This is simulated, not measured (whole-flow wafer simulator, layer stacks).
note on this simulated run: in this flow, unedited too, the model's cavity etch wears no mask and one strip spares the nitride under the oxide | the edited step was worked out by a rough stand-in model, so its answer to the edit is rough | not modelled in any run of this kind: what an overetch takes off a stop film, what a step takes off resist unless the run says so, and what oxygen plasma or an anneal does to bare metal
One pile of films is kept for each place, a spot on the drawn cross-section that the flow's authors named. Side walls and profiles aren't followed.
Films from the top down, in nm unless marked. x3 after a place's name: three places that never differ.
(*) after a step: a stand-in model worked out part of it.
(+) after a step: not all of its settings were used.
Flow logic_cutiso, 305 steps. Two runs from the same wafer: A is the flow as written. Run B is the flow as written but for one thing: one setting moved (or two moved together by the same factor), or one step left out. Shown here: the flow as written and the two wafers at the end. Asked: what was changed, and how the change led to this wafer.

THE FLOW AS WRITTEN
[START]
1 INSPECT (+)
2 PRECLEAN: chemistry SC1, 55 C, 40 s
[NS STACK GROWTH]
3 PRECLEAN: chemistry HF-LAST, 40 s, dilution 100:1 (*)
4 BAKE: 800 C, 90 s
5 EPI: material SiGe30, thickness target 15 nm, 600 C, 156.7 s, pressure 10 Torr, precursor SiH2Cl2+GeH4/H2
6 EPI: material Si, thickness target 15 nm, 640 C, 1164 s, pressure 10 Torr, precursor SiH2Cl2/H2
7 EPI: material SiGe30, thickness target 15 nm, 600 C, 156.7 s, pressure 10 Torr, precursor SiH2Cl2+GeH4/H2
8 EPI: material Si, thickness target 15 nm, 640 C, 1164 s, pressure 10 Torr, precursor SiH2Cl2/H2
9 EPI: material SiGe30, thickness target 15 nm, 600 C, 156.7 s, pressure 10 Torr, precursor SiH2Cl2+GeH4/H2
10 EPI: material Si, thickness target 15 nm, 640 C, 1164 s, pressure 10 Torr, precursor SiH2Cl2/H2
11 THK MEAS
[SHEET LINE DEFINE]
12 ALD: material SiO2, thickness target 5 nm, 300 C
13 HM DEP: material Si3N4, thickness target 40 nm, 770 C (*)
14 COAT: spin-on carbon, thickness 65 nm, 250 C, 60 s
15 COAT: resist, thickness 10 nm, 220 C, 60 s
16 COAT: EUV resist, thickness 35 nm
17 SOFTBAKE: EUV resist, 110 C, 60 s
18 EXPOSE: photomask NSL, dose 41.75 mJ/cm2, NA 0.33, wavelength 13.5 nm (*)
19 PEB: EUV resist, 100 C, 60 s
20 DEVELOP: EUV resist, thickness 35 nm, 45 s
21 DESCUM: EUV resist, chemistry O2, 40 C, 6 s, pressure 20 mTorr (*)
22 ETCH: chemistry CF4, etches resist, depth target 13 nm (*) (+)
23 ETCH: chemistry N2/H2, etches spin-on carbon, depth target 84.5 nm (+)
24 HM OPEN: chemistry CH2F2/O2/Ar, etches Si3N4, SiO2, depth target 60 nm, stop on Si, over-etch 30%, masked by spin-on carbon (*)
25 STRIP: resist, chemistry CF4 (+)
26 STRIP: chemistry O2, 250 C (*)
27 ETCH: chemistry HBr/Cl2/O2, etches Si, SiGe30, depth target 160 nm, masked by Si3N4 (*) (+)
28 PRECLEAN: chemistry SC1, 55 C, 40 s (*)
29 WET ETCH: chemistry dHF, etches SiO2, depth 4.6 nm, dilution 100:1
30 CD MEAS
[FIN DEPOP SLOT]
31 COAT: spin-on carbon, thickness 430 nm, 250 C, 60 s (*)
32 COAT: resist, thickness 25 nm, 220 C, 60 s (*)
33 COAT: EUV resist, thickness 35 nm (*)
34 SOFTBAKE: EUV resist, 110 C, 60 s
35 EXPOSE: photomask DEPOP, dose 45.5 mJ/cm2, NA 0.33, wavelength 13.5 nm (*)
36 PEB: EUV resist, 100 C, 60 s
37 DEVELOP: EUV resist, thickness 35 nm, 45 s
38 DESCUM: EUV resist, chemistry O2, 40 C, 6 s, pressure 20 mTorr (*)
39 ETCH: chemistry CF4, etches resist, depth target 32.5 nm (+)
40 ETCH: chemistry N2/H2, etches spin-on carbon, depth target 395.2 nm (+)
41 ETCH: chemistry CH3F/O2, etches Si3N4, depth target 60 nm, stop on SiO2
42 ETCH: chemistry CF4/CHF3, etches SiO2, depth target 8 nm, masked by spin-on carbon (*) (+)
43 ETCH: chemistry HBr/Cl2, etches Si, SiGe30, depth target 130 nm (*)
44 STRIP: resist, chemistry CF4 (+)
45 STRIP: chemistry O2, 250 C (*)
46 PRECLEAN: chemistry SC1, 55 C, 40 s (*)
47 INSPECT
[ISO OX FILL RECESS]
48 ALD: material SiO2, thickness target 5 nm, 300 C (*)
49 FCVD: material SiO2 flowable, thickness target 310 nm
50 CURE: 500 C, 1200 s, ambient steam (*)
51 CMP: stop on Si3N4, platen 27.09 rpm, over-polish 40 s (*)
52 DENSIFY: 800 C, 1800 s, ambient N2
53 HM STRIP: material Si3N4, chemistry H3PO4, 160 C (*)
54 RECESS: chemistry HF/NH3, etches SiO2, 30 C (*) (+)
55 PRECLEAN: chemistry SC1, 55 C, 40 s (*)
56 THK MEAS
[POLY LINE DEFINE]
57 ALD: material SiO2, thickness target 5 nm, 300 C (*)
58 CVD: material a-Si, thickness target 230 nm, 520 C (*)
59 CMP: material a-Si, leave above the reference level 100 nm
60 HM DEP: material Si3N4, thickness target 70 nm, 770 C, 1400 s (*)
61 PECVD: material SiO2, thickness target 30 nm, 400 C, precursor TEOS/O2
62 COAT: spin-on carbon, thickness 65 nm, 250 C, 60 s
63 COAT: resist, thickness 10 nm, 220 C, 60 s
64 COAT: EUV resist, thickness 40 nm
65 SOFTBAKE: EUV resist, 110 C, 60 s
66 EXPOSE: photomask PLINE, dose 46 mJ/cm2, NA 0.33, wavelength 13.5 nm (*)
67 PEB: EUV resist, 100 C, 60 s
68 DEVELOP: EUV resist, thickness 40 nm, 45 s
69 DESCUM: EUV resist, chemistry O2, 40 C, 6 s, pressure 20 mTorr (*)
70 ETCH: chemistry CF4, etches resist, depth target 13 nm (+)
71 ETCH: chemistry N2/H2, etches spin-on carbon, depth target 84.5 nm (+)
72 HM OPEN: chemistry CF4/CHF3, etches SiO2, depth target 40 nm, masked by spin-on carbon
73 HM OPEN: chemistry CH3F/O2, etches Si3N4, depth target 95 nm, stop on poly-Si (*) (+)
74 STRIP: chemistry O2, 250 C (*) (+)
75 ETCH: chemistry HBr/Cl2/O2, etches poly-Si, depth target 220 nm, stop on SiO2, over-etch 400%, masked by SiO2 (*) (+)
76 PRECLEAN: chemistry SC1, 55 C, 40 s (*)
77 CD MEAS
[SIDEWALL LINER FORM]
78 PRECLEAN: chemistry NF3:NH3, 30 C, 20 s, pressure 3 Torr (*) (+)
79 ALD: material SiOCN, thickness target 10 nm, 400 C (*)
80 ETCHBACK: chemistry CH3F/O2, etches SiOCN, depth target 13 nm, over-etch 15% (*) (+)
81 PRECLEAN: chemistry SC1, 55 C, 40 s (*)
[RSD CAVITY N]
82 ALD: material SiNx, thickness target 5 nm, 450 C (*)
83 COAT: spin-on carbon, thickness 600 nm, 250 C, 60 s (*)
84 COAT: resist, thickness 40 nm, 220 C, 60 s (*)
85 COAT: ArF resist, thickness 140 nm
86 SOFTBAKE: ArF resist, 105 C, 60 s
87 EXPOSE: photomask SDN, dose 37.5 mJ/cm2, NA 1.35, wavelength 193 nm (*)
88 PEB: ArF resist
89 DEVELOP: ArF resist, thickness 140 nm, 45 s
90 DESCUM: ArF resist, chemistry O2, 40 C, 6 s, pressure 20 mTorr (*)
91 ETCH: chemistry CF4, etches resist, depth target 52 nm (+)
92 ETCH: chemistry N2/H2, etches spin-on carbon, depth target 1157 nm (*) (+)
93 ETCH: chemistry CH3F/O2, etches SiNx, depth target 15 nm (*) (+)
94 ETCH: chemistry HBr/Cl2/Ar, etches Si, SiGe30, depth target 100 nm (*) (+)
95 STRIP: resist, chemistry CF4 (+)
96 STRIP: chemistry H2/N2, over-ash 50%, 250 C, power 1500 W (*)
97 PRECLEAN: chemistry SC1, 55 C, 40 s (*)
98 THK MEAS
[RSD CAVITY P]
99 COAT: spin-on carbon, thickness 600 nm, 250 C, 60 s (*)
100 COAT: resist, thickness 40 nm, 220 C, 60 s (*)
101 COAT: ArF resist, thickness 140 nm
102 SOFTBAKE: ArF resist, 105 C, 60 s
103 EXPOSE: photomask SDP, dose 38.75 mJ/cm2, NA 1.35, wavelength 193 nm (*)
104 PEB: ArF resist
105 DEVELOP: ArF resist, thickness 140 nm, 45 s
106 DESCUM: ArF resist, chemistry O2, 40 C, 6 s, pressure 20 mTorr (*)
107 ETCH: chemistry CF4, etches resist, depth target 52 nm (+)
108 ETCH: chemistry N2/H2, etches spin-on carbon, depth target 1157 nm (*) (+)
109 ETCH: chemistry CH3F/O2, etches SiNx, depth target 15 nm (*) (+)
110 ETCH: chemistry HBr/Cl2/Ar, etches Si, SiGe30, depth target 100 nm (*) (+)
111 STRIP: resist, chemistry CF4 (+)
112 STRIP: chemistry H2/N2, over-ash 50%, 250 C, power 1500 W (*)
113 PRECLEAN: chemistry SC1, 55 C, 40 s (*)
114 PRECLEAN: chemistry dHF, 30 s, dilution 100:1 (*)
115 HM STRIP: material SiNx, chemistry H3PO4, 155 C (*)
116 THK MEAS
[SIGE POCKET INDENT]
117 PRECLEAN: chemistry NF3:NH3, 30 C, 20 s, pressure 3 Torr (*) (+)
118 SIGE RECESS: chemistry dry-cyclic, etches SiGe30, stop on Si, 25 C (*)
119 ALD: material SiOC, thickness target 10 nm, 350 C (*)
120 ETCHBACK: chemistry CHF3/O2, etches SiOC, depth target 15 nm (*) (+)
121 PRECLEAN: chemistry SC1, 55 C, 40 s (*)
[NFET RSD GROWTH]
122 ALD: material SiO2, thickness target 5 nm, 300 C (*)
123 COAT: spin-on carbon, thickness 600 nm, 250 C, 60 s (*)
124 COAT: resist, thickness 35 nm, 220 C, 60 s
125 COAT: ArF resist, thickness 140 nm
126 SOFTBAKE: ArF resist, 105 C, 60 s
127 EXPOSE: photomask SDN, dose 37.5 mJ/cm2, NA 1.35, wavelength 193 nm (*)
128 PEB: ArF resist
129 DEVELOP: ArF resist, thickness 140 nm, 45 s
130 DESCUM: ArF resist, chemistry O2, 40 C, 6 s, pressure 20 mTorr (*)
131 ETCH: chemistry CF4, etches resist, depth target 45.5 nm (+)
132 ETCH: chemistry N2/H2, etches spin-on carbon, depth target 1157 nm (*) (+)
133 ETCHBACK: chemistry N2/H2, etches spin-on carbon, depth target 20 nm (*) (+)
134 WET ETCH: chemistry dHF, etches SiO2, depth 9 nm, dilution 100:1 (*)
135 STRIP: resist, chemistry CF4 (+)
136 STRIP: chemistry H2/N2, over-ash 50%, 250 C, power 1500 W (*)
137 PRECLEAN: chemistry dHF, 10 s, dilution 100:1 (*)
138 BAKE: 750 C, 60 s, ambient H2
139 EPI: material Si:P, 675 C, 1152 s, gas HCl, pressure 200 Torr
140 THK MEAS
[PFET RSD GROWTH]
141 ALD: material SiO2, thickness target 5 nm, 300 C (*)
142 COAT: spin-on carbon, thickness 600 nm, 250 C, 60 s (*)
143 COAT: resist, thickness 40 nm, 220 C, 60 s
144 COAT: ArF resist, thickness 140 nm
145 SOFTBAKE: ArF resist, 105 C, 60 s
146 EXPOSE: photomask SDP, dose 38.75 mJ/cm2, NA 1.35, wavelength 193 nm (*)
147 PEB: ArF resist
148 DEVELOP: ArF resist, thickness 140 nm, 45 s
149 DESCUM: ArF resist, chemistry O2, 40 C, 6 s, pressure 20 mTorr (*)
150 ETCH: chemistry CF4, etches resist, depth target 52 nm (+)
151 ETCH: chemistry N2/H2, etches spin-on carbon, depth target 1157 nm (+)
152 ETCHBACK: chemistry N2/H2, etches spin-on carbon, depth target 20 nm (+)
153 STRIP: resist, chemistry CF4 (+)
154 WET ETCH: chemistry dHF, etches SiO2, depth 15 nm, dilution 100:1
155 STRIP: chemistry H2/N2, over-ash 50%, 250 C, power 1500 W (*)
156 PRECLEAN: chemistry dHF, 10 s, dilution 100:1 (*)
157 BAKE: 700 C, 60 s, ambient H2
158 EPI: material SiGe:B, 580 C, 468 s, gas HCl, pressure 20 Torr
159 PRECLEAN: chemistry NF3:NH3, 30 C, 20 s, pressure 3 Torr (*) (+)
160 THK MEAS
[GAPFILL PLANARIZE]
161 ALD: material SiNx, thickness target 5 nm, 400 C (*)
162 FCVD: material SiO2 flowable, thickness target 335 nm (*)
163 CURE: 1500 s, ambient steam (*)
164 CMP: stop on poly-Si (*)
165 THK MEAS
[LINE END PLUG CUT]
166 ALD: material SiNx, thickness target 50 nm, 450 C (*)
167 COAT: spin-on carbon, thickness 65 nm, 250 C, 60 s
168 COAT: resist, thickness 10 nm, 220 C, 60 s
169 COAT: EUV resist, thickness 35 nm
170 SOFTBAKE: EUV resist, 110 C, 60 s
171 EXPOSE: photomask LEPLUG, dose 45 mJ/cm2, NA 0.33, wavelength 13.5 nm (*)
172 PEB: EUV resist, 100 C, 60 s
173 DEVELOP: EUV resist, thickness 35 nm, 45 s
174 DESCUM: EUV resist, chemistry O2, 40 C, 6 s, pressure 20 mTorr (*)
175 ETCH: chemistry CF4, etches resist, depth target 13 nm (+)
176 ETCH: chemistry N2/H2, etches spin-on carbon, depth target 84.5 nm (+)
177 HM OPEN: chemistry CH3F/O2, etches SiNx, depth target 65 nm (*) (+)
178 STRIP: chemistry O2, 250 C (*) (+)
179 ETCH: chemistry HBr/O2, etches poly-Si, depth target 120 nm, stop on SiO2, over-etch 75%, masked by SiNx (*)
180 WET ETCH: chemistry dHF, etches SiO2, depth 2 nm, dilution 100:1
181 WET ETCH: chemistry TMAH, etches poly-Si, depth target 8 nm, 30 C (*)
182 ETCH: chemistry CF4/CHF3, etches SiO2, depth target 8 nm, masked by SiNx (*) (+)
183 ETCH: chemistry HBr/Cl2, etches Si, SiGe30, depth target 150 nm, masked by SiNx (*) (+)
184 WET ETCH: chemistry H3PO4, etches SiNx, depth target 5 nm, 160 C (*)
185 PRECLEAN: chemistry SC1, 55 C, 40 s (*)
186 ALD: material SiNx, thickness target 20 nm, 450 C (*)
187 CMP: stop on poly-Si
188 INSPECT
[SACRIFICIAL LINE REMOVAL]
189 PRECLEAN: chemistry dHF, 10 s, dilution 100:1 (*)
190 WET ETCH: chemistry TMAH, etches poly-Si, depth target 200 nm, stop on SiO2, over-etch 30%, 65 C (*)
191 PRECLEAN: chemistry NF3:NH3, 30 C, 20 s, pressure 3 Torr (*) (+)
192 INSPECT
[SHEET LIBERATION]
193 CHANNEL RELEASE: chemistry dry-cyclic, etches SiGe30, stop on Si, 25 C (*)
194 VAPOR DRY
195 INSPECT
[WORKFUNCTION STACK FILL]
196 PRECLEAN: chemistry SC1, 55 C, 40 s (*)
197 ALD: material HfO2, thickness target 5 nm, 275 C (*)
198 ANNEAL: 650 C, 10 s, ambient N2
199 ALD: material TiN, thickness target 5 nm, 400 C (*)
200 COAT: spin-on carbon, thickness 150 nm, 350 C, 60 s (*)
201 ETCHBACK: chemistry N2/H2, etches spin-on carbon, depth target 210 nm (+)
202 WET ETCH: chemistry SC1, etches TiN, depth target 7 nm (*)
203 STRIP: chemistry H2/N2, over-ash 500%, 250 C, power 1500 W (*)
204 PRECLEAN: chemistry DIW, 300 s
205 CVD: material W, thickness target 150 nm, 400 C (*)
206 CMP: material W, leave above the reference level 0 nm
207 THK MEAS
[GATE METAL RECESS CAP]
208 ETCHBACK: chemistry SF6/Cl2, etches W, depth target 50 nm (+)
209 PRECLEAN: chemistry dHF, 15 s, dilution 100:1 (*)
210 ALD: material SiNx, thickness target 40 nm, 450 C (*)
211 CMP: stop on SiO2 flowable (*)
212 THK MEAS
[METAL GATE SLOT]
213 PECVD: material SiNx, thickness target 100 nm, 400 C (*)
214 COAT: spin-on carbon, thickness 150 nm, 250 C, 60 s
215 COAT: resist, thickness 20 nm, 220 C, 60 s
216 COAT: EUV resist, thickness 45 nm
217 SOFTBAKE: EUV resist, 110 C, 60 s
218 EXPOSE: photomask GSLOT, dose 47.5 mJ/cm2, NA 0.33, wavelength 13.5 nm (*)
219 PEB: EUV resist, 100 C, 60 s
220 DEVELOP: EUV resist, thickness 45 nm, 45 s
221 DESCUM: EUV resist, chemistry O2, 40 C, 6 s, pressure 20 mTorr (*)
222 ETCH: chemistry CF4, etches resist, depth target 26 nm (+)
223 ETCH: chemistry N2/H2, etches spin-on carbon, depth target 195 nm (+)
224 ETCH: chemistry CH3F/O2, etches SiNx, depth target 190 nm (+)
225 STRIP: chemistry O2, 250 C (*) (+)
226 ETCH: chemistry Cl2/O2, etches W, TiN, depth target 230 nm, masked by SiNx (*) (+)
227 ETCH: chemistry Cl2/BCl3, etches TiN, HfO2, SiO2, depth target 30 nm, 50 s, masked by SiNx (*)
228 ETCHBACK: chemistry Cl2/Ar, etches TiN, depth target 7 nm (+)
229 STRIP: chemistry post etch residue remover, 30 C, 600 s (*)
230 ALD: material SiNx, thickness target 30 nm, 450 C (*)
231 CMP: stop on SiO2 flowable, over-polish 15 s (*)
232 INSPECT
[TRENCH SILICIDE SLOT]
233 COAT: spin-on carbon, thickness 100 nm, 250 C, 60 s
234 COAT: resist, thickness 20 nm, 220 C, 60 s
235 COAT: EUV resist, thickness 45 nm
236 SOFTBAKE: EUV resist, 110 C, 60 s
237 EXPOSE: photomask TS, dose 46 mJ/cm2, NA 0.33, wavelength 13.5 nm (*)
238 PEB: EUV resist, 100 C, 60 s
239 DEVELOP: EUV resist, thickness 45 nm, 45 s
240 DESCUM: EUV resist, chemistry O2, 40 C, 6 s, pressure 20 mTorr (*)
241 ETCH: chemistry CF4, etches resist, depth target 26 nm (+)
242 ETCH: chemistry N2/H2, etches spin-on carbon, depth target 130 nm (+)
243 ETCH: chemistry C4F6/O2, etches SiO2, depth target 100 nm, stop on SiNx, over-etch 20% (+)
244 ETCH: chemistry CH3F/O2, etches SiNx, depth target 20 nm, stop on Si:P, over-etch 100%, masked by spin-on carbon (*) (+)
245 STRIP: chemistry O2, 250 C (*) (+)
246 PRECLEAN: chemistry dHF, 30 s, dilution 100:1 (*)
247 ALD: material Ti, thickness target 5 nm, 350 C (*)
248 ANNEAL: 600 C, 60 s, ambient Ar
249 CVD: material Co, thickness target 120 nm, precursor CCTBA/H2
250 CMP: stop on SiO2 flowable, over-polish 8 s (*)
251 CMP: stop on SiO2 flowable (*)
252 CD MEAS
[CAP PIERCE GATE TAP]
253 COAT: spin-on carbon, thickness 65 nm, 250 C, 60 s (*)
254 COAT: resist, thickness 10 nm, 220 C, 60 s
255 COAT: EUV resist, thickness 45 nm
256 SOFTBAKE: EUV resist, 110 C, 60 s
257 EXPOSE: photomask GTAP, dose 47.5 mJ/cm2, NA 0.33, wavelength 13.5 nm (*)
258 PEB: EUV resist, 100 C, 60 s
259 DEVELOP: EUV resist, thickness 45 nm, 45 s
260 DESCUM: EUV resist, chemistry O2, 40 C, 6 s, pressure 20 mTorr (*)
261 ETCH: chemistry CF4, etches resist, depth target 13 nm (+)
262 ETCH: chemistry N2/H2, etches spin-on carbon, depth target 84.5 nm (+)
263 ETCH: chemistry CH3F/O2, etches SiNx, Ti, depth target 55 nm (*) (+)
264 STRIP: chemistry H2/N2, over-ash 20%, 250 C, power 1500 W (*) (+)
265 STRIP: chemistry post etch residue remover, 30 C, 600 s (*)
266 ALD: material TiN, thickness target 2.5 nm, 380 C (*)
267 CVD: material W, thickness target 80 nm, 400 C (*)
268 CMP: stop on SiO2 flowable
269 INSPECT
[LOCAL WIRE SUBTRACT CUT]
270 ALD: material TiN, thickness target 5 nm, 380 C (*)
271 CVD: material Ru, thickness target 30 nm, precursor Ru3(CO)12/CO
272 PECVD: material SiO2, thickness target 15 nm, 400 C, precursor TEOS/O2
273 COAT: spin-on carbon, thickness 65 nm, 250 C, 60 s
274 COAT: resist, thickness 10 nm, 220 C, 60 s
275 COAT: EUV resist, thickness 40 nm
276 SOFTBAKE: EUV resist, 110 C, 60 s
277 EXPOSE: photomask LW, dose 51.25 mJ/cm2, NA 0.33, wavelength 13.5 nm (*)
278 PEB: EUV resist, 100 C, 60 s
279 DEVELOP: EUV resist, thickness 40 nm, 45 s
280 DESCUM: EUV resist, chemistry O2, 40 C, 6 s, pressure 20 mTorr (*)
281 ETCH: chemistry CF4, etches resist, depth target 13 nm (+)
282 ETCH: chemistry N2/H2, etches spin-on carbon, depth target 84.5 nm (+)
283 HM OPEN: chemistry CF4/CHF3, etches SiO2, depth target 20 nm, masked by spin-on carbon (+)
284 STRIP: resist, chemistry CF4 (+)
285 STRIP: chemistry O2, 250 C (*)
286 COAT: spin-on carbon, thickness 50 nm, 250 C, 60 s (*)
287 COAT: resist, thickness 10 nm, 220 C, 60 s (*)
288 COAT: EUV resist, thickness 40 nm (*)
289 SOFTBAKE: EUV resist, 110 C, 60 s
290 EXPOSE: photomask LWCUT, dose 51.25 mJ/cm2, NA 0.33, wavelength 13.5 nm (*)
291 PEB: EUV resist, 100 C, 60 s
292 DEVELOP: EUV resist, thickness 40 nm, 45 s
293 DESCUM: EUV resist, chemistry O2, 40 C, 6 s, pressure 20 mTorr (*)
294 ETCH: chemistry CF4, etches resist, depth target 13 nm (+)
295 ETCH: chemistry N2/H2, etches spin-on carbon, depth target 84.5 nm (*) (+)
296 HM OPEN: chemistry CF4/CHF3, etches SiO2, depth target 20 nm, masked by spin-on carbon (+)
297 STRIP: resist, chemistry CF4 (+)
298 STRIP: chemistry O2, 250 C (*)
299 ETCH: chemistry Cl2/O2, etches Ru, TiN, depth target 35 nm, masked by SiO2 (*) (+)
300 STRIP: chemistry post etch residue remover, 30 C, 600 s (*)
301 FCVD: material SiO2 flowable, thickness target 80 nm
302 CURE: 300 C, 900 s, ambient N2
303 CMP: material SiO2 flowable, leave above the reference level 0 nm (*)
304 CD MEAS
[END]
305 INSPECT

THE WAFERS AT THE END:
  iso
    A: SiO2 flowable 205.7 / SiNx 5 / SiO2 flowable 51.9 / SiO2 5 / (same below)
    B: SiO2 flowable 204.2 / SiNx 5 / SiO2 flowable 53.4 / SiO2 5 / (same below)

The cause: step 120, ETCHBACK: depth target 13.5 nm was run, where the flow has depth target 15 nm.

How the change led to this, step by step:
  120 ETCHBACK: chemistry CHF3/O2, etches SiOC, depth target 15 nm (*) (+)
      gl, tap: A SiOC -10 (all of it), SiO2 -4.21 (all of it), Si3N4 -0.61 | B SiOC -10 (all of it), SiO2 -3.5
      glp: A SiOC -10 (all of it), SiO2 -4.25 (all of it), Si3N4 -0.58 | B SiOC -10 (all of it), SiO2 -3.5
      (and at 15 more places)
  122 ALD: material SiO2, thickness target 5 nm, 300 C (*)
      gl, glp, tap: A SiO2 +5 (new film) | B SiO2 +5
      gxn: A SiO2 +6.76 (new film) | B SiO2 +5
      (and at 1 more place)
  132 ETCH: chemistry N2/H2, etches spin-on carbon, depth target 1157 nm (*) (+)
      gl, tap: A spin-on carbon -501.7 (all of it), SiO2 -5 (all of it), Si3N4 -0.5 | B spin-on carbon -501 (all of it), SiO2 -5.67 (all of it), Si3N4 -0.18
  141 ALD: material SiO2, thickness target 5 nm, 300 C (*)
      gxn: A SiO2 +10.1 (new film) | B SiO2 +10.8 (new film)
      gxp: A SiO2 +5 | B SiO2 +6.31
  153 STRIP: resist, chemistry CF4 (+)
      glp: A SiO2 -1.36 (all of it) | B SiO2 -2.04 (all of it)
      gxp: A SiO2 -3.06 (all of it) | B SiO2 -4.04 (all of it)
  164 CMP: stop on poly-Si (*)
      depop, dpovl, isow, ns, nsgap: A SiO2 flowable -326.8 (all of it), SiNx -5 (all of it), SiO2 -4.13 (all of it), Si3N4 -70 (all of it) | B SiO2 flowable -326.8 (all of it), SiNx -5 (all of it), SiO2 -5.63 (all of it), Si3N4 -70 (all of it)
      gfld, gxf: A SiO2 flowable -251.9 (all of it), SiNx -5 (all of it), SiO2 -4.13 (all of it), Si3N4 -70 (all of it) | B SiO2 flowable -251 (all of it), SiNx -5 (all of it), SiO2 -5.63 (all of it), Si3N4 -70 (all of it)
      (and at 2 more places)
